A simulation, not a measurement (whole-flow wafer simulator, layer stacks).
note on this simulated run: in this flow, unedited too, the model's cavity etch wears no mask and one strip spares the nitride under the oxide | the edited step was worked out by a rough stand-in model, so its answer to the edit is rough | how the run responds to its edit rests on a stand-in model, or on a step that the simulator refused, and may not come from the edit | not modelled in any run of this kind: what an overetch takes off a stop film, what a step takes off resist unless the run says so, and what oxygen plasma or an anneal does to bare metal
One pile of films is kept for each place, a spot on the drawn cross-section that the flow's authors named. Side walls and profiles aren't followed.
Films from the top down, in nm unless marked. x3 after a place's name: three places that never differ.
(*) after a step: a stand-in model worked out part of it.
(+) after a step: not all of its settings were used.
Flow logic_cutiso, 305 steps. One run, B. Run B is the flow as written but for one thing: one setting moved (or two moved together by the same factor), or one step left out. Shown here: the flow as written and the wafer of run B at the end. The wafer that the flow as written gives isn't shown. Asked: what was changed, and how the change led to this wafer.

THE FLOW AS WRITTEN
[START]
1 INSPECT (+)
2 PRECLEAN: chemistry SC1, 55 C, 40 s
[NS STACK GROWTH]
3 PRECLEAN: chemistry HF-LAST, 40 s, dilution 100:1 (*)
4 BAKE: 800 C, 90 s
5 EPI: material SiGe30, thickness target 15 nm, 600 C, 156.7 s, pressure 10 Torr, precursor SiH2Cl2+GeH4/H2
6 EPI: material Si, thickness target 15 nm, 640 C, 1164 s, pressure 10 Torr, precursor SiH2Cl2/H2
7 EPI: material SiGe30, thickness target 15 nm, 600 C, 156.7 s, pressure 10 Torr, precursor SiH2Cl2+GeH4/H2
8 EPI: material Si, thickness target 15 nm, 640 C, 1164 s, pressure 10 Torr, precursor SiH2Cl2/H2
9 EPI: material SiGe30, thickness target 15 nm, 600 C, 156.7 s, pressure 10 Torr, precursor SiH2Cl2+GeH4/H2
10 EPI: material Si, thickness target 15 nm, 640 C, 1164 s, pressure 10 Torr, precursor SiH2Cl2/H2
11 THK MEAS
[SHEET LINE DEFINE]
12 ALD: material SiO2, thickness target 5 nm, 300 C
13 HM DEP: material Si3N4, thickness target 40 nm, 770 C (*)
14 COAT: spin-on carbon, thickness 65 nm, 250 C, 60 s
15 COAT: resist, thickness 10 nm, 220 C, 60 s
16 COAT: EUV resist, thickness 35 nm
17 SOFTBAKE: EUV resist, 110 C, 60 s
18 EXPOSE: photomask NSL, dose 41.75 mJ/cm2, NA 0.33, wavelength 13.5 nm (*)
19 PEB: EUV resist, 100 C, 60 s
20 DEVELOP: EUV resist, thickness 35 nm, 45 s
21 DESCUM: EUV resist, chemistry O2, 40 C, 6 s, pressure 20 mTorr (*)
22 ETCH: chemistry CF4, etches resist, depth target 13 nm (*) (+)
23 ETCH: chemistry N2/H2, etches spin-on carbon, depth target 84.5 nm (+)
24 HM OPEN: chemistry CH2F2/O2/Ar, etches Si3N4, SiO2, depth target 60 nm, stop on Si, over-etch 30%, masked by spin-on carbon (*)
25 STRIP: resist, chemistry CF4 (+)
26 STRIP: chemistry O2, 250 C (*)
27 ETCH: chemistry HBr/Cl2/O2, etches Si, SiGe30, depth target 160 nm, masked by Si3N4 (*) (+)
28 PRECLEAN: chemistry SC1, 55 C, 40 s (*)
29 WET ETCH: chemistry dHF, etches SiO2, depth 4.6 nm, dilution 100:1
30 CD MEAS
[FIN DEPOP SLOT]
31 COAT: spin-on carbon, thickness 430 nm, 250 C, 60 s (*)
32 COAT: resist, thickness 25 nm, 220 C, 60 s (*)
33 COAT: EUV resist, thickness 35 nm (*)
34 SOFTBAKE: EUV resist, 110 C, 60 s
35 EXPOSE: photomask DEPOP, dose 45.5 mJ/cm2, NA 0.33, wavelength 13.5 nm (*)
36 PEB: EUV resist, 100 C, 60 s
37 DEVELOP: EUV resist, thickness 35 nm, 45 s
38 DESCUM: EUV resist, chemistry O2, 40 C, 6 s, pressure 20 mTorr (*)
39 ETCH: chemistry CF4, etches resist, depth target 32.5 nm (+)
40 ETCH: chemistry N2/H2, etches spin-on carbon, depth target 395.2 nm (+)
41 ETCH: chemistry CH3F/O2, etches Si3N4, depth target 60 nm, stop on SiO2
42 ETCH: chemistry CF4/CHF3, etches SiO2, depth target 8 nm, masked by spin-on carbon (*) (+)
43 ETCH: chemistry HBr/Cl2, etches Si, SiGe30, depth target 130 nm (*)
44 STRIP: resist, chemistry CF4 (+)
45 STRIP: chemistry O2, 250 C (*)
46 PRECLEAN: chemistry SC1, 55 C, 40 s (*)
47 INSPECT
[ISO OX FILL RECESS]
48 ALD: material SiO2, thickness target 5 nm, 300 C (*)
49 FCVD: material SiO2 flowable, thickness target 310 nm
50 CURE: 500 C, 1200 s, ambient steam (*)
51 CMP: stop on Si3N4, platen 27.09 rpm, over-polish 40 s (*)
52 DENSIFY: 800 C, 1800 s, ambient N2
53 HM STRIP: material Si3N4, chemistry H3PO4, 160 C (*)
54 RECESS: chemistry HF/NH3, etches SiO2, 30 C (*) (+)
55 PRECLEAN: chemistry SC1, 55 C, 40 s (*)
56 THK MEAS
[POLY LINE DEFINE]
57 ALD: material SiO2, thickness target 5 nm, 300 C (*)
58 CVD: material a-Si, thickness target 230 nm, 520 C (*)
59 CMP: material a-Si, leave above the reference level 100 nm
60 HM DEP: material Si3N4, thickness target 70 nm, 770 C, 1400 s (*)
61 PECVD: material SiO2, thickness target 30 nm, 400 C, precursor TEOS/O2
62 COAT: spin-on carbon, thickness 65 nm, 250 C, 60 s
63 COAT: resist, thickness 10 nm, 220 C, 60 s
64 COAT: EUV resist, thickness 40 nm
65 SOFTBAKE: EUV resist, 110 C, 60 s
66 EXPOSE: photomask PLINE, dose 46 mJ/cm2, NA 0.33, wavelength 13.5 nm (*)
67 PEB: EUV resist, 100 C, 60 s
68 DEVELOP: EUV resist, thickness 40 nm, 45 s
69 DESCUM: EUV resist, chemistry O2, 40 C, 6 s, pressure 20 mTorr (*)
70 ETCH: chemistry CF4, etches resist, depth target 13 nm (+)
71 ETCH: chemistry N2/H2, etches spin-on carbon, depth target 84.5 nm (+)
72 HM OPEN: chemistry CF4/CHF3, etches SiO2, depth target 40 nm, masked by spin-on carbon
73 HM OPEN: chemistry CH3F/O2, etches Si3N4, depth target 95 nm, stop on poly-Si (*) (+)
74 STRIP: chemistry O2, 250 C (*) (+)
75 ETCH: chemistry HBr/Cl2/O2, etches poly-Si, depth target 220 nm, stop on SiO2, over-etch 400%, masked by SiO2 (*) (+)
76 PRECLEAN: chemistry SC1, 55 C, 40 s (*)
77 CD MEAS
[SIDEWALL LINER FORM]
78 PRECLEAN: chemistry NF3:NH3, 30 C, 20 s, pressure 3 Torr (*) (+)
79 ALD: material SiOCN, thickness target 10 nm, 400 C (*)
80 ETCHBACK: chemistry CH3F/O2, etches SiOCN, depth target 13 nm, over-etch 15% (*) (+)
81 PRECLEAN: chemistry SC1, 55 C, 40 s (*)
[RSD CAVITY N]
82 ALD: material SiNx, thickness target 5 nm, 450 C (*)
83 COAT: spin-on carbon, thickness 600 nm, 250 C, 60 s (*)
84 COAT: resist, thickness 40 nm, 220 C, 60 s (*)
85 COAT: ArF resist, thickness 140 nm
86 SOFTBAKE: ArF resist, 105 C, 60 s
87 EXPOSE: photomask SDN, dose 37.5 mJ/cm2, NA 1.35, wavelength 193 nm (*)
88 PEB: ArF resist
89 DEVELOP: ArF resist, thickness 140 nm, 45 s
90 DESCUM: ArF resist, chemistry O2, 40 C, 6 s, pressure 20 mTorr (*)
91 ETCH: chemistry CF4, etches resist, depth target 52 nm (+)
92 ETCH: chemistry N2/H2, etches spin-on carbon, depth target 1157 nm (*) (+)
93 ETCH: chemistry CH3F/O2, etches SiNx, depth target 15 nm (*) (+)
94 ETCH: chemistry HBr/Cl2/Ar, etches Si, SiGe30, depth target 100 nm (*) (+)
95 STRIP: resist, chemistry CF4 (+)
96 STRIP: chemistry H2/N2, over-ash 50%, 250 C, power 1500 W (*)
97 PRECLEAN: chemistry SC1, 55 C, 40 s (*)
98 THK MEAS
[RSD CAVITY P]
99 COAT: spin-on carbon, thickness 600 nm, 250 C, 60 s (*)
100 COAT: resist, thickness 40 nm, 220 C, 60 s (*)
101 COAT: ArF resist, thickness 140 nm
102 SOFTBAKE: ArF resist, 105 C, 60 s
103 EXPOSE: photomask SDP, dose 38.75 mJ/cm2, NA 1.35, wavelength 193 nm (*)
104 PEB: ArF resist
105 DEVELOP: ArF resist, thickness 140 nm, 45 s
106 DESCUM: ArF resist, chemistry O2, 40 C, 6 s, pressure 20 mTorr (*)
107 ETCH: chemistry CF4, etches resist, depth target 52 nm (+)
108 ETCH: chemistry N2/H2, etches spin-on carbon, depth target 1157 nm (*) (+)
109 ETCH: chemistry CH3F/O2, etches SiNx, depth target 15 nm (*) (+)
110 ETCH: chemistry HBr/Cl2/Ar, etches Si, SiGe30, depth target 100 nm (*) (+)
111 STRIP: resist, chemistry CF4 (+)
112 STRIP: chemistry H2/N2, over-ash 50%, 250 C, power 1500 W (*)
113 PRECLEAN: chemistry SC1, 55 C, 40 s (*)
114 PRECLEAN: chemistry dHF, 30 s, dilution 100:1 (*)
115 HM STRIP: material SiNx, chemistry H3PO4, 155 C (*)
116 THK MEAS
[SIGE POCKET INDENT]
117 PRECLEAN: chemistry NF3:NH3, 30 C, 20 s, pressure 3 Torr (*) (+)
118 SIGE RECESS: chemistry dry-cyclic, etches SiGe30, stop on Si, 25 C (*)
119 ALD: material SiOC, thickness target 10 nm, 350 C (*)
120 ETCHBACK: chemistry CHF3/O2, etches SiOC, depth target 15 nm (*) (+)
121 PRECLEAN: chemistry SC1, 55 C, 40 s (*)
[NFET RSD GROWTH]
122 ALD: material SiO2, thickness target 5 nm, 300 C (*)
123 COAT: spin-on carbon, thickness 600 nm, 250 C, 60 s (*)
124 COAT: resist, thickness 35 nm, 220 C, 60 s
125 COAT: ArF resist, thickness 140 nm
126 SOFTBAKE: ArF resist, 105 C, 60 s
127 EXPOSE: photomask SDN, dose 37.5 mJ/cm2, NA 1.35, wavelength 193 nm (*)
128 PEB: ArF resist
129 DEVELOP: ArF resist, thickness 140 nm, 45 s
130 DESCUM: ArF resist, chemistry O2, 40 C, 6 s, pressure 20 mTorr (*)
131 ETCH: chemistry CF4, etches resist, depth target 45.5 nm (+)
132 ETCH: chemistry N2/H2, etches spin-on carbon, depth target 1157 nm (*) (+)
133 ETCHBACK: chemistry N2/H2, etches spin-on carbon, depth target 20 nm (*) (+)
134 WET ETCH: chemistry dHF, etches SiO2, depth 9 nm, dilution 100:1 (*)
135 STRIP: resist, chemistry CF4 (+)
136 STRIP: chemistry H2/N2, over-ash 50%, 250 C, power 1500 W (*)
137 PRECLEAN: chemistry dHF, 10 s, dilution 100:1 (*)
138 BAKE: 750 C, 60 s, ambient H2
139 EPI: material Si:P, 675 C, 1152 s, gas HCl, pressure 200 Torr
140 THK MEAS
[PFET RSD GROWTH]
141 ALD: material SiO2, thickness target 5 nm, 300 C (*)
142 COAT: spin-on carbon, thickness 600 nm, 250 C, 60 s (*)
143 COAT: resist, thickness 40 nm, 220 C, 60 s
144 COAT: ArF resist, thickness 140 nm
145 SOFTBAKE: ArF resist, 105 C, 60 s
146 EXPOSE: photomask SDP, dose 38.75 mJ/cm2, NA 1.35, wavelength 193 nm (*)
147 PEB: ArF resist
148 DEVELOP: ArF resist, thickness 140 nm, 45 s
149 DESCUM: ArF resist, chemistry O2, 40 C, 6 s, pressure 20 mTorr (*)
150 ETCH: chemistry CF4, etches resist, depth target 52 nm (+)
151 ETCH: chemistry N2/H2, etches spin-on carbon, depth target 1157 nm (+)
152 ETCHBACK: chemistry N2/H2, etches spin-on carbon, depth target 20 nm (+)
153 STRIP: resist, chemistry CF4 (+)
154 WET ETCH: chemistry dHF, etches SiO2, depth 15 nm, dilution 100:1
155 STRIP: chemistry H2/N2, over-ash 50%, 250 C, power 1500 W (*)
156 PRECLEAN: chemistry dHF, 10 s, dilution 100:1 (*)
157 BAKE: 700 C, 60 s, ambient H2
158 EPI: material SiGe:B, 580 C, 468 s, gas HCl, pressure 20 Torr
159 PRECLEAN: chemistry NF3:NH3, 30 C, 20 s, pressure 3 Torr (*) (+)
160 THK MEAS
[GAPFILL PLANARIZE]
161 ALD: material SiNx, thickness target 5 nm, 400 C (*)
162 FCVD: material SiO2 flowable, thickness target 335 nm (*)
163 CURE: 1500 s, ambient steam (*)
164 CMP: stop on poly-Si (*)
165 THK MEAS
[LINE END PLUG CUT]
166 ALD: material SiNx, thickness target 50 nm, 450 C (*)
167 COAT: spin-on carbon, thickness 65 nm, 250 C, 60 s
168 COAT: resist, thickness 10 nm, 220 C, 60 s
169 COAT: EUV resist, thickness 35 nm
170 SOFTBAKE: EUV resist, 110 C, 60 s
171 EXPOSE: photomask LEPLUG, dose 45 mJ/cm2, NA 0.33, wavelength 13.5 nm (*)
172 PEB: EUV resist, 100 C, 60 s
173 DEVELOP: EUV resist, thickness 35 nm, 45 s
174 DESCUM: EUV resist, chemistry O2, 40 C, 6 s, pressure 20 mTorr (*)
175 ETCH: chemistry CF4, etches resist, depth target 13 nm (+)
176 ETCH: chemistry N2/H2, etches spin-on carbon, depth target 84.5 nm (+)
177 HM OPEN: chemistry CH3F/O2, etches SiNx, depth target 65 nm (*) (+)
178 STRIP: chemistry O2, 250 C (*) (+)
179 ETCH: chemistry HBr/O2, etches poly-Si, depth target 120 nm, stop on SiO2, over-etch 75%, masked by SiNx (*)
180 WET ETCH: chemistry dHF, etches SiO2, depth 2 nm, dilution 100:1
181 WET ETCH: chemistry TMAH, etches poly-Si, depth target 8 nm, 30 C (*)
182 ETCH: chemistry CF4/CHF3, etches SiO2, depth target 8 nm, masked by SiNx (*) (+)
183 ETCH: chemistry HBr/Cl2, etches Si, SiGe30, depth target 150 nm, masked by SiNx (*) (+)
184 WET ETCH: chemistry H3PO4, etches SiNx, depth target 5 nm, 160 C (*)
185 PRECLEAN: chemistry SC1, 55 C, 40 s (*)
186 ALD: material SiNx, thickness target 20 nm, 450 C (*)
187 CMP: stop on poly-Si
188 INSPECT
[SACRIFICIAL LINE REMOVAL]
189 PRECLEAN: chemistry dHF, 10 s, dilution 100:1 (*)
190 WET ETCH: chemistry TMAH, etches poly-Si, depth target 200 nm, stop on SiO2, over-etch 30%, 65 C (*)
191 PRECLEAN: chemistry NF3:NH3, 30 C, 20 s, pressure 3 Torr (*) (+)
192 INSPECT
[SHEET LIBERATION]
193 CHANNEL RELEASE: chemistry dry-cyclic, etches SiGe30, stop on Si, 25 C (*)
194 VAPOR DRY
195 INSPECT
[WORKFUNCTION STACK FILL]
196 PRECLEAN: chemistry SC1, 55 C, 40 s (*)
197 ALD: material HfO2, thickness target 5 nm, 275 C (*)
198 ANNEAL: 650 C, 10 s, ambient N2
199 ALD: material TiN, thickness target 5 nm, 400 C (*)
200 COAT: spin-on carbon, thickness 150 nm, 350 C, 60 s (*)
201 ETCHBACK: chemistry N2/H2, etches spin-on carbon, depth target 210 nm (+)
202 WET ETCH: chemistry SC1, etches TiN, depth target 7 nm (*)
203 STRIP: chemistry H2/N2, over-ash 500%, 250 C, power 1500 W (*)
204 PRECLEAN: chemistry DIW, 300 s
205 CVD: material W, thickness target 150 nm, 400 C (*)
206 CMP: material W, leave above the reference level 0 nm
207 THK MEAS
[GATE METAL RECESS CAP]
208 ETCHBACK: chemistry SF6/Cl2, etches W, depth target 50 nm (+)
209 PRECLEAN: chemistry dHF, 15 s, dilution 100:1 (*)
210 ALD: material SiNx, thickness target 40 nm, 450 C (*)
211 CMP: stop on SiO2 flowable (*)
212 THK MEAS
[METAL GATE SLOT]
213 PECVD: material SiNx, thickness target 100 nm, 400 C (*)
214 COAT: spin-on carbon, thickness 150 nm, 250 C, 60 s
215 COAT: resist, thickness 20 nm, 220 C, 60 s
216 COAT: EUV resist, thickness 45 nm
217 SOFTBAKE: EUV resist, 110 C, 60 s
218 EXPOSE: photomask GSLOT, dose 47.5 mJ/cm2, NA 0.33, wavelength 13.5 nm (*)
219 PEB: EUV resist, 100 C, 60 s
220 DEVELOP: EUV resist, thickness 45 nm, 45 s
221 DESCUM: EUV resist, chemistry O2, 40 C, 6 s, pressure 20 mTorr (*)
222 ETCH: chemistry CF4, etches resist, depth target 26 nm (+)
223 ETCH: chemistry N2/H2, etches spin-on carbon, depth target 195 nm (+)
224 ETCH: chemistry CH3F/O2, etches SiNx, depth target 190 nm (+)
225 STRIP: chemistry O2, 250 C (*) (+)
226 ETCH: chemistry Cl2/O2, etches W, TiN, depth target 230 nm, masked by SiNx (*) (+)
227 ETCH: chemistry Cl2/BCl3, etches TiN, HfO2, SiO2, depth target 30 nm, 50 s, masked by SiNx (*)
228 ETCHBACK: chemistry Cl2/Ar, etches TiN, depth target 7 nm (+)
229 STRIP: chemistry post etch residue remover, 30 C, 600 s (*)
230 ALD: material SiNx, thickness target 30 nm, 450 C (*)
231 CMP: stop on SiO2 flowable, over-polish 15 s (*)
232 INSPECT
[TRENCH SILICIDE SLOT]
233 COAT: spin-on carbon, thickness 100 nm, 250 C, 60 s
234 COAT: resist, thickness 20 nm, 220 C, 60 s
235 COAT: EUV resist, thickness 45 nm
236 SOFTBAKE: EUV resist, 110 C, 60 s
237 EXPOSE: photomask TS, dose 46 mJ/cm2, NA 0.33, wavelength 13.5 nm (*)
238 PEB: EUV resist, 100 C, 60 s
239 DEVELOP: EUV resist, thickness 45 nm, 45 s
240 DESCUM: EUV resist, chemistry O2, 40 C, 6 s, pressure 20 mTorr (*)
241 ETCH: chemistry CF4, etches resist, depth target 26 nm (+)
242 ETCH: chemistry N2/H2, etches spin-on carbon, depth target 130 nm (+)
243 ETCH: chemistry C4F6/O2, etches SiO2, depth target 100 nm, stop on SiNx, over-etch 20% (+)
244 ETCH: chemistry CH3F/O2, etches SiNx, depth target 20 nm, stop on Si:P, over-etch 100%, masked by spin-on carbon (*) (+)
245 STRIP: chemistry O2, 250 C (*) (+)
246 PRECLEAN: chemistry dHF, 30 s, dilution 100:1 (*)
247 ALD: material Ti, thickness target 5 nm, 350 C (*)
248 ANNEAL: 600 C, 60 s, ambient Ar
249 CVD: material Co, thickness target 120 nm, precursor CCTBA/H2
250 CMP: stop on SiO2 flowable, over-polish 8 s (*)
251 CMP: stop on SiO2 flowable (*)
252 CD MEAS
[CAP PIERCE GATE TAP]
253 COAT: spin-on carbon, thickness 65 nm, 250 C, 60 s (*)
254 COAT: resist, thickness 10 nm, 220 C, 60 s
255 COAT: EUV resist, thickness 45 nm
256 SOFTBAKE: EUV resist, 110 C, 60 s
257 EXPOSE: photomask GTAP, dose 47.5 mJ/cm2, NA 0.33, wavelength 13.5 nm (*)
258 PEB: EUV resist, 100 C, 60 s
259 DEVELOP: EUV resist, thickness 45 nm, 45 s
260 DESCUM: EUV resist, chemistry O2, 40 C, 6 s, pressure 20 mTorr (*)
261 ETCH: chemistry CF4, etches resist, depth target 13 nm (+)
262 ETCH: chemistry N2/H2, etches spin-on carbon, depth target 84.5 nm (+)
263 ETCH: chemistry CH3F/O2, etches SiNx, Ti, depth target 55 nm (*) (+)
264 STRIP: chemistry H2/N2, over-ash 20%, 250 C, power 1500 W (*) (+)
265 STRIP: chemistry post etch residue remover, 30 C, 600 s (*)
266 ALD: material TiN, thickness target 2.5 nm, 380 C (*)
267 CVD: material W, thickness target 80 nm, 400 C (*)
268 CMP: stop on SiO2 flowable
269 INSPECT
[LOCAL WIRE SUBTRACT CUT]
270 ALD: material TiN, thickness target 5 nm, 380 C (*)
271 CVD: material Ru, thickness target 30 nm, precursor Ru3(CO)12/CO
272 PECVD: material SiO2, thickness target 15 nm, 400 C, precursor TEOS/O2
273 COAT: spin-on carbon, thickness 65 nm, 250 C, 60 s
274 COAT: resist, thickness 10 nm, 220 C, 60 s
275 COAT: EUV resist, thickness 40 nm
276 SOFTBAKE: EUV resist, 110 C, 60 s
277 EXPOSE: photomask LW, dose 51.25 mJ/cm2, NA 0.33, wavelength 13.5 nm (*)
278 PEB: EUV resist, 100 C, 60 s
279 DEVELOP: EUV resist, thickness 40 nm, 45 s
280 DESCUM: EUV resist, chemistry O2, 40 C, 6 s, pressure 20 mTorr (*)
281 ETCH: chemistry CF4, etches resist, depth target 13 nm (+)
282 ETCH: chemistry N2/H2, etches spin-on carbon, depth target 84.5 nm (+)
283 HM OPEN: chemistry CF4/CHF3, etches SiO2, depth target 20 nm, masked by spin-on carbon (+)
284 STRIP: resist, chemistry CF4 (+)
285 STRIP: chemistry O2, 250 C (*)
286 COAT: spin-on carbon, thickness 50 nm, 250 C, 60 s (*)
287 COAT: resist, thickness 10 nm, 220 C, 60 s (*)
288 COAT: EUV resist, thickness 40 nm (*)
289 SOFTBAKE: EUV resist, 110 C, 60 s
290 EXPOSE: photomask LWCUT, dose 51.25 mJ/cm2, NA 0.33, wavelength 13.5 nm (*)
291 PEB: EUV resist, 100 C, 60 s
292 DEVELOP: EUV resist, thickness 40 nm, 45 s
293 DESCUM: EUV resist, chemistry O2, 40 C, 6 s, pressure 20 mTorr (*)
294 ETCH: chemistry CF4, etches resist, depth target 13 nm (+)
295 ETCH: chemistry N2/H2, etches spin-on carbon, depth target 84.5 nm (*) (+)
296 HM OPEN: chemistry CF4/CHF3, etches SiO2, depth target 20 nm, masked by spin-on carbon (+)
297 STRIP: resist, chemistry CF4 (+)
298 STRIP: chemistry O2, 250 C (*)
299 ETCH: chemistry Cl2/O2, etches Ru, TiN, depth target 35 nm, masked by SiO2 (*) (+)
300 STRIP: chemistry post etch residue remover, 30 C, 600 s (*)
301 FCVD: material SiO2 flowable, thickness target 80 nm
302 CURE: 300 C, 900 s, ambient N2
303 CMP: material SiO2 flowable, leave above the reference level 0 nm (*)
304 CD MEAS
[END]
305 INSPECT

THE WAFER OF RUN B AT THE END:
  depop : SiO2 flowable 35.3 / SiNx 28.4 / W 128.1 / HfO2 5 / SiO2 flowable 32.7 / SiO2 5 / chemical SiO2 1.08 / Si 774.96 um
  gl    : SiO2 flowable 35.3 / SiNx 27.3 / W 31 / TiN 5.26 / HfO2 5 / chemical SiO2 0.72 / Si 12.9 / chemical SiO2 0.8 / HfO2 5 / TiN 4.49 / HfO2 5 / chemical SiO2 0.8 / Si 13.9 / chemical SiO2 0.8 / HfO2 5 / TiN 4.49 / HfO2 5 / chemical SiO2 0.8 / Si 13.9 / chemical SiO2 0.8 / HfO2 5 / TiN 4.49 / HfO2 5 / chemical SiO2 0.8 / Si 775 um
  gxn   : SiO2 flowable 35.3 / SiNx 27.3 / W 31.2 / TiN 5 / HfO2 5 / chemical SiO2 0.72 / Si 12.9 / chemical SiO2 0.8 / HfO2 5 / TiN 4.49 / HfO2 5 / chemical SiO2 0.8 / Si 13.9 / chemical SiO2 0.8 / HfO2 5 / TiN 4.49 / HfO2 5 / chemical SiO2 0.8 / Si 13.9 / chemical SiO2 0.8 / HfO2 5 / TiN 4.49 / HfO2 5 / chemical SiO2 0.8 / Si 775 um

The cause: step 163, CURE: 750 s was run, where the flow has 1500 s.

How the change led to this, step by step:
  163 CURE: 1500 s, ambient steam (*)
      depop, dpovl, isow, ns, nsgap: SiO2 flowable -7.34 (as written it would be: SiO2 flowable -8.24)
      gfld, iso, lnri: SiO2 flowable -6.75 (as written it would be: SiO2 flowable -7.46)
      (and at 14 more places)
  246 PRECLEAN: chemistry dHF, 30 s, dilution 100:1 (*)
      iso: SiO2 flowable -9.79 (as written it would be: SiO2 flowable -9.13)
  250 CMP: stop on SiO2 flowable, over-polish 8 s (*)
      rsdx: Co -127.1 (as written it would be: Co -127.9 (all of it))
  251 CMP: stop on SiO2 flowable (*)
      rsdx: Co -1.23 (all of it), Ti -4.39 (as written it would be: Ti -5 (all of it))
      iso: Co -1.87 (all of it), Ti -3.75 (as written it would be: Co -1.22 (all of it), Ti -4.34)
  265 STRIP: chemistry post etch residue remover, 30 C, 600 s (*)
      rsdx: Ti -0.61 (all of it) (as written it would be: nothing)
      iso: Ti -1.25 (all of it) (as written it would be: Ti -0.66 (all of it))
  268 CMP: stop on SiO2 flowable
      depop, dpovl, gfld and 9 more: W -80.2 (all of it), TiN -2.5 (all of it), SiNx -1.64 (as written it would be: W -80.2 (all of it), TiN -2.5 (all of it), SiNx -0.98)
      lnr, lnri, lnrp, lnrt: W -80 (all of it), TiN -2.5 (all of it), SiOCN -1.87 (as written it would be: W -80 (all of it), TiN -2.5 (all of it), SiOCN -1.22)
      (and at 3 more places)
